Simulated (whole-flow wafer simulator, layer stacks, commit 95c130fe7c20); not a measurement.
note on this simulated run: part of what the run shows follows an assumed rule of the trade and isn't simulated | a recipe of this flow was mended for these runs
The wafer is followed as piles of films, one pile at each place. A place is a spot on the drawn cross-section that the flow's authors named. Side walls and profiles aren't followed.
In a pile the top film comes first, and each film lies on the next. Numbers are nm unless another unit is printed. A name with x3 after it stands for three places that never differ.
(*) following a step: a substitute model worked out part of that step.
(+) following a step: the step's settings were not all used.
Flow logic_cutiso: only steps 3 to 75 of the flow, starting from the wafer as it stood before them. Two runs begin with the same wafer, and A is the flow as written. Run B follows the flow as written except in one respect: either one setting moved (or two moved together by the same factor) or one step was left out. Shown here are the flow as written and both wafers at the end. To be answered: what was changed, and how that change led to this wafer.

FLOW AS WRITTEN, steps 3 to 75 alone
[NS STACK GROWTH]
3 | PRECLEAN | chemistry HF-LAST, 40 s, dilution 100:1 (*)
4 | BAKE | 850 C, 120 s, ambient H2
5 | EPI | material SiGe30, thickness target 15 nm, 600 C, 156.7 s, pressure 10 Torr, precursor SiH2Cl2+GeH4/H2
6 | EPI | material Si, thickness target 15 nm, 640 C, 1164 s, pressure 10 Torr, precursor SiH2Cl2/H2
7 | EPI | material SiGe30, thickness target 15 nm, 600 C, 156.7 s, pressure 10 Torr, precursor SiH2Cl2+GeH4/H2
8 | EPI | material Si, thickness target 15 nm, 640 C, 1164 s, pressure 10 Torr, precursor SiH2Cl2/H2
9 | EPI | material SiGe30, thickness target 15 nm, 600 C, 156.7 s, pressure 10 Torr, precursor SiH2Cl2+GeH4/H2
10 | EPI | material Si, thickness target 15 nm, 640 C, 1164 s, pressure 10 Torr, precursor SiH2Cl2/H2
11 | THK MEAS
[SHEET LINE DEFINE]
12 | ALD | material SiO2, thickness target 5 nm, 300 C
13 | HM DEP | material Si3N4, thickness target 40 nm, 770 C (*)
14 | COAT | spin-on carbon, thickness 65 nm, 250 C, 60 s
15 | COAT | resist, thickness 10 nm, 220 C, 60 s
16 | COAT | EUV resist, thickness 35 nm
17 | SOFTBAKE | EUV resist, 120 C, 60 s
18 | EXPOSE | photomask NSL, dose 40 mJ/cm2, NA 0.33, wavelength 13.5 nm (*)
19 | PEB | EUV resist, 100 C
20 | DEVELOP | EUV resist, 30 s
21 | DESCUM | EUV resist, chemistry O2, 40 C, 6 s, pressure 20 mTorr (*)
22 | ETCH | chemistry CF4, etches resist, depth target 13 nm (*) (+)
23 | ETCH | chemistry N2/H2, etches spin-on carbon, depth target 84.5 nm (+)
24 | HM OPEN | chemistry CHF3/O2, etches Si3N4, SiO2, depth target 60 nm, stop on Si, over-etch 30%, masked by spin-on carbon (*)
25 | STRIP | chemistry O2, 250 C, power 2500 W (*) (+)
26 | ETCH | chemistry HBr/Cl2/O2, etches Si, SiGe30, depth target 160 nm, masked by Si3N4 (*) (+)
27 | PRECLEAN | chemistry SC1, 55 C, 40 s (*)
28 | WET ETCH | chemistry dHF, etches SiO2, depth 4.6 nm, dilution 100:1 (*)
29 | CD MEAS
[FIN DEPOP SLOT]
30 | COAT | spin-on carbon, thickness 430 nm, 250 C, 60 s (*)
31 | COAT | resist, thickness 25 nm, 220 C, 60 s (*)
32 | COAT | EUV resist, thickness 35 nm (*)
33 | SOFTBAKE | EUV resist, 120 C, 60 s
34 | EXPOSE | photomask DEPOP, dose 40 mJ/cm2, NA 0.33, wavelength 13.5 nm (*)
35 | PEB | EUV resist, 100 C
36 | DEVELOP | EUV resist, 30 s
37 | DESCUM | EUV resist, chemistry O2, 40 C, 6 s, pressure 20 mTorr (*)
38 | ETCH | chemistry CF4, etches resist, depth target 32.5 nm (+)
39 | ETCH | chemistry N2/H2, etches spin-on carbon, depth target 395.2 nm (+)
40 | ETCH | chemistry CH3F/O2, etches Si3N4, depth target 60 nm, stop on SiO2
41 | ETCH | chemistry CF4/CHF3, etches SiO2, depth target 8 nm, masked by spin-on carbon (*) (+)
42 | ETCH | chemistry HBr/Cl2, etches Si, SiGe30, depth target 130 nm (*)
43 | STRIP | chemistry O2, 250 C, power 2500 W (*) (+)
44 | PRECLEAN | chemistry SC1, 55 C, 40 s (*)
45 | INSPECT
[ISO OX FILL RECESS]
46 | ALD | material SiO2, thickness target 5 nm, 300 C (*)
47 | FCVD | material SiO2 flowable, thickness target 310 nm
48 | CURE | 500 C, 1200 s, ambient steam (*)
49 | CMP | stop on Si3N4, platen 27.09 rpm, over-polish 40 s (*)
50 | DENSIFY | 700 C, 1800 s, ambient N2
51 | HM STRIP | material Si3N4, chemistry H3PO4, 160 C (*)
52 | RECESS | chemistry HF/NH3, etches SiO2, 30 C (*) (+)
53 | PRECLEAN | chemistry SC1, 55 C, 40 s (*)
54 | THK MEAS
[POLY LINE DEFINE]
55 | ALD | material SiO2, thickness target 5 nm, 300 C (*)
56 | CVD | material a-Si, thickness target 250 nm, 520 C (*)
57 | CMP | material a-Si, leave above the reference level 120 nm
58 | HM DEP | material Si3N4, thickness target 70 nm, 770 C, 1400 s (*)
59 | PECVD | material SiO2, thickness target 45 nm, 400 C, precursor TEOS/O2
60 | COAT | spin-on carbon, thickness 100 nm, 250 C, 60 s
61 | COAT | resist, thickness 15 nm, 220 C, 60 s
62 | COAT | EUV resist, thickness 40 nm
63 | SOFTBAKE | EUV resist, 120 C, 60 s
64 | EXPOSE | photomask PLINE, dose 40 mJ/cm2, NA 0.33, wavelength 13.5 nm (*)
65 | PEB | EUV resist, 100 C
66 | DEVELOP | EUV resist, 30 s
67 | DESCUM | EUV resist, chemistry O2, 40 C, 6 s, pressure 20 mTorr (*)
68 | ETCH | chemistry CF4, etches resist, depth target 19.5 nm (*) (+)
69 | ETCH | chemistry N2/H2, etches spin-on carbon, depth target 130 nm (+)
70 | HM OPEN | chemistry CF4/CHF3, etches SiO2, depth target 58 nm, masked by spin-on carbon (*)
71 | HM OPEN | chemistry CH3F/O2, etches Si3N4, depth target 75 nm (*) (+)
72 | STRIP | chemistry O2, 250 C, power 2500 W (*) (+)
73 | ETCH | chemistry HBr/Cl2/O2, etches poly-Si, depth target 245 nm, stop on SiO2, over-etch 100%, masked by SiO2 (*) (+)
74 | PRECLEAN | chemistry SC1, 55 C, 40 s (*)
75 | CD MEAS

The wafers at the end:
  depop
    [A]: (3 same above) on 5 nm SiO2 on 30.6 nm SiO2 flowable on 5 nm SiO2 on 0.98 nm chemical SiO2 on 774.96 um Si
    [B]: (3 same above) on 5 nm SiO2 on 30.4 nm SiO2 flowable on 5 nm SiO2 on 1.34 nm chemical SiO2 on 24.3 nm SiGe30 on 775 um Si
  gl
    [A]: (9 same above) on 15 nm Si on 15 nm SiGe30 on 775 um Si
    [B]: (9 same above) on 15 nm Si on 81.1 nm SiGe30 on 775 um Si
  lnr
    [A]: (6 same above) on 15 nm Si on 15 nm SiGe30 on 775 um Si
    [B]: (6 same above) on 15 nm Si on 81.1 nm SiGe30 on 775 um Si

What caused this: step 5, EPI: 690 C was run, though the flow has 600 C.

The path from the change to this, step by step:
  5 | EPI | material SiGe30, thickness target 15 nm, 600 C, 156.7 s, pressure 10 Torr, precursor SiH2Cl2+GeH4/H2
      depop, dpovl, gfld and 19 more: A +15 SiGe30 (new film) | B +81.1 SiGe30 (new film)
  26 | ETCH | chemistry HBr/Cl2/O2, etches Si, SiGe30, depth target 160 nm, masked by Si3N4 (*) (+)
      dpovl, gfld, gxf, iso, isow, lnri, nsgap: A -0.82 chemical SiO2 (all of it), -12 Si (all of it), -15 SiGe30 (all of it), -15 Si (all of it), -15 SiGe30 (all of it), -15 Si (all of it), -15 SiGe30 (all of it), -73 Si | B -0.82 chemical SiO2 (all of it), -12 Si (all of it), -15 SiGe30 (all of it), -15 Si (all of it), -15 SiGe30 (all of it), -15 Si (all of it), -81.1 SiGe30 (all of it), -6.87 Si
  42 | ETCH | chemistry HBr/Cl2, etches Si, SiGe30, depth target 130 nm (*)
      depop: A -13.8 Si (all of it), -15 SiGe30 (all of it), -15 Si (all of it), -15 SiGe30 (all of it), -15 Si (all of it), -15 SiGe30 (all of it), -41.2 Si | B -13.8 Si (all of it), -15 SiGe30 (all of it), -15 Si (all of it), -15 SiGe30 (all of it), -15 Si (all of it), -56.2 SiGe30
  43 | STRIP | chemistry O2, 250 C, power 2500 W (*) (+)
      depop: A +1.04 chemical SiO2 (new film), -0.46 Si | B +1.41 chemical SiO2 (new film), -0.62 SiGe30
